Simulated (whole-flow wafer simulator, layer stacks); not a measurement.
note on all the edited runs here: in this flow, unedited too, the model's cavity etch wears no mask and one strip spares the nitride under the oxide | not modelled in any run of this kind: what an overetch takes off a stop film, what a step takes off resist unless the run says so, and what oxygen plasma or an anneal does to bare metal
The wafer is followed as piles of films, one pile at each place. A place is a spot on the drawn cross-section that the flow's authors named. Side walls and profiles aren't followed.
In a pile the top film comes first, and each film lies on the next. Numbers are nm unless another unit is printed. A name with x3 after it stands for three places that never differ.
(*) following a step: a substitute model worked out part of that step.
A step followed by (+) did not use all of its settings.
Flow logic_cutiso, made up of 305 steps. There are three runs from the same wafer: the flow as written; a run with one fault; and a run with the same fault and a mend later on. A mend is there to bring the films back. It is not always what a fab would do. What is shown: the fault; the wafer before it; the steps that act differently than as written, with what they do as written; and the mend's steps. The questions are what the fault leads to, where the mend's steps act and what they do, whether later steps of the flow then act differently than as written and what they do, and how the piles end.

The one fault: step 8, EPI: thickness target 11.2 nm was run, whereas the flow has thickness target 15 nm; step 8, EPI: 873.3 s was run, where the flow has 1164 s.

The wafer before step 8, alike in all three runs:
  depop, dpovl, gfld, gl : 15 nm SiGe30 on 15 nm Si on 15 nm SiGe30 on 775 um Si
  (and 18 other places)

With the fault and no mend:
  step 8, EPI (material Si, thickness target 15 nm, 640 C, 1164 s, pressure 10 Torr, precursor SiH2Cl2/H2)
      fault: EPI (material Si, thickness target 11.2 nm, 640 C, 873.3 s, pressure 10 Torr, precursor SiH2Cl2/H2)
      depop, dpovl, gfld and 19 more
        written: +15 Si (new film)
        fault: +11.3 Si (new film)
  Steps further on in the flow that do not act as written (3 more steps, not shown, differ only slightly: by at most 2% or 0.5 nm, whichever is larger):
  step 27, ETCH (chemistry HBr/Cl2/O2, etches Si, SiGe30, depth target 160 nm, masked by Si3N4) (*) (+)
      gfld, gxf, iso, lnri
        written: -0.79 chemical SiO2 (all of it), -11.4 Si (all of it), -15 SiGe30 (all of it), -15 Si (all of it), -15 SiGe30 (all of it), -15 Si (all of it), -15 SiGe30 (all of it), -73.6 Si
        fault: -0.79 chemical SiO2 (all of it), -11.4 Si (all of it), -15 SiGe30 (all of it), -11.3 Si (all of it), -15 SiGe30 (all of it), -15 Si (all of it), -15 SiGe30 (all of it), -77.4 Si
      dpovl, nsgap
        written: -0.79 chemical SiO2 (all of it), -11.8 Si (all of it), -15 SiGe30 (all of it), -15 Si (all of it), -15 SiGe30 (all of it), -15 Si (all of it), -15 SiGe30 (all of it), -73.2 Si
        fault: -0.79 chemical SiO2 (all of it), -11.8 Si (all of it), -15 SiGe30 (all of it), -11.3 Si (all of it), -15 SiGe30 (all of it), -15 Si (all of it), -15 SiGe30 (all of it), -77 Si
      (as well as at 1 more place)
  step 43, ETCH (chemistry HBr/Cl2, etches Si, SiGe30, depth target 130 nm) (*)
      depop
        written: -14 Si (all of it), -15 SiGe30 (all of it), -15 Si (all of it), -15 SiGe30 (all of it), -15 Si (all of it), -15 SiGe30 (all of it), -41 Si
        fault: -14 Si (all of it), -15 SiGe30 (all of it), -11.3 Si (all of it), -15 SiGe30 (all of it), -15 Si (all of it), -15 SiGe30 (all of it), -44.7 Si
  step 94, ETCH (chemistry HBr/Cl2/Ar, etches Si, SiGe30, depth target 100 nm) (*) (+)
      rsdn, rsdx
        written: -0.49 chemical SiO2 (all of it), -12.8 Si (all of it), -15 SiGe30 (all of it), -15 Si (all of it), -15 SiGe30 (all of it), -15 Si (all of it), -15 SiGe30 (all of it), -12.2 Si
        fault: -0.49 chemical SiO2 (all of it), -12.8 Si (all of it), -15 SiGe30 (all of it), -11.3 Si (all of it), -15 SiGe30 (all of it), -15 Si (all of it), -15 SiGe30 (all of it), -15.9 Si
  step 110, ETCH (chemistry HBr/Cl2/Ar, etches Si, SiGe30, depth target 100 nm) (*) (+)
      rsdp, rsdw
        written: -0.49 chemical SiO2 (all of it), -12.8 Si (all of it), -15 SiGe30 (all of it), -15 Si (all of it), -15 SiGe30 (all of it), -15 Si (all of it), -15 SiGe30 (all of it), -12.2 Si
        fault: -0.49 chemical SiO2 (all of it), -12.8 Si (all of it), -15 SiGe30 (all of it), -11.3 Si (all of it), -15 SiGe30 (all of it), -15 Si (all of it), -15 SiGe30 (all of it), -15.9 Si
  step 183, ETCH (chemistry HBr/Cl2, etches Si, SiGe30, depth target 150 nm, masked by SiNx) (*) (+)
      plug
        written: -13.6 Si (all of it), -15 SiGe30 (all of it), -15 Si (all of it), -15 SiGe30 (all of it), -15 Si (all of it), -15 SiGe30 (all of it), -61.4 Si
        fault: -13.6 Si (all of it), -15 SiGe30 (all of it), -11.3 Si (all of it), -15 SiGe30 (all of it), -15 Si (all of it), -15 SiGe30 (all of it), -65.2 Si
  At gl, glp, gxn and 6 more, the piles at the end differ from the flow's by more than 2% or 0.5 nm, whichever is larger.
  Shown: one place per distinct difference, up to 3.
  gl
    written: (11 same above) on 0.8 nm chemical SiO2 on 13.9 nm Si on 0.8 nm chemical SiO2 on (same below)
    fault: (11 same above) on 0.8 nm chemical SiO2 on 10.2 nm Si on 0.8 nm chemical SiO2 on (same below)
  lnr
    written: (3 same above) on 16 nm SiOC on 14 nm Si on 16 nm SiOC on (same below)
    fault: (3 same above) on 16 nm SiOC on 10.2 nm Si on 16 nm SiOC on (same below)
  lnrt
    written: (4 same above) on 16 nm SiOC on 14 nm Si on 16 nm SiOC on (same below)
    fault: (4 same above) on 16 nm SiOC on 10.2 nm Si on 16 nm SiOC on (same below)

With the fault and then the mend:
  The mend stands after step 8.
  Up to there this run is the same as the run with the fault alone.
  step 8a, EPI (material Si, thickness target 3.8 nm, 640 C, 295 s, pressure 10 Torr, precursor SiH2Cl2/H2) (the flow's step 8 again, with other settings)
      depop, dpovl, gfld and 19 more
        +3.8 Si
  Every later step of the flow that is run acts as written, at every place that is followed, to within 2% or 0.5 nm, whichever is larger.
  At the end the piles are close to the flow's at the places that both follow, differing by at most 2% or 0.5 nm, whichever is larger.
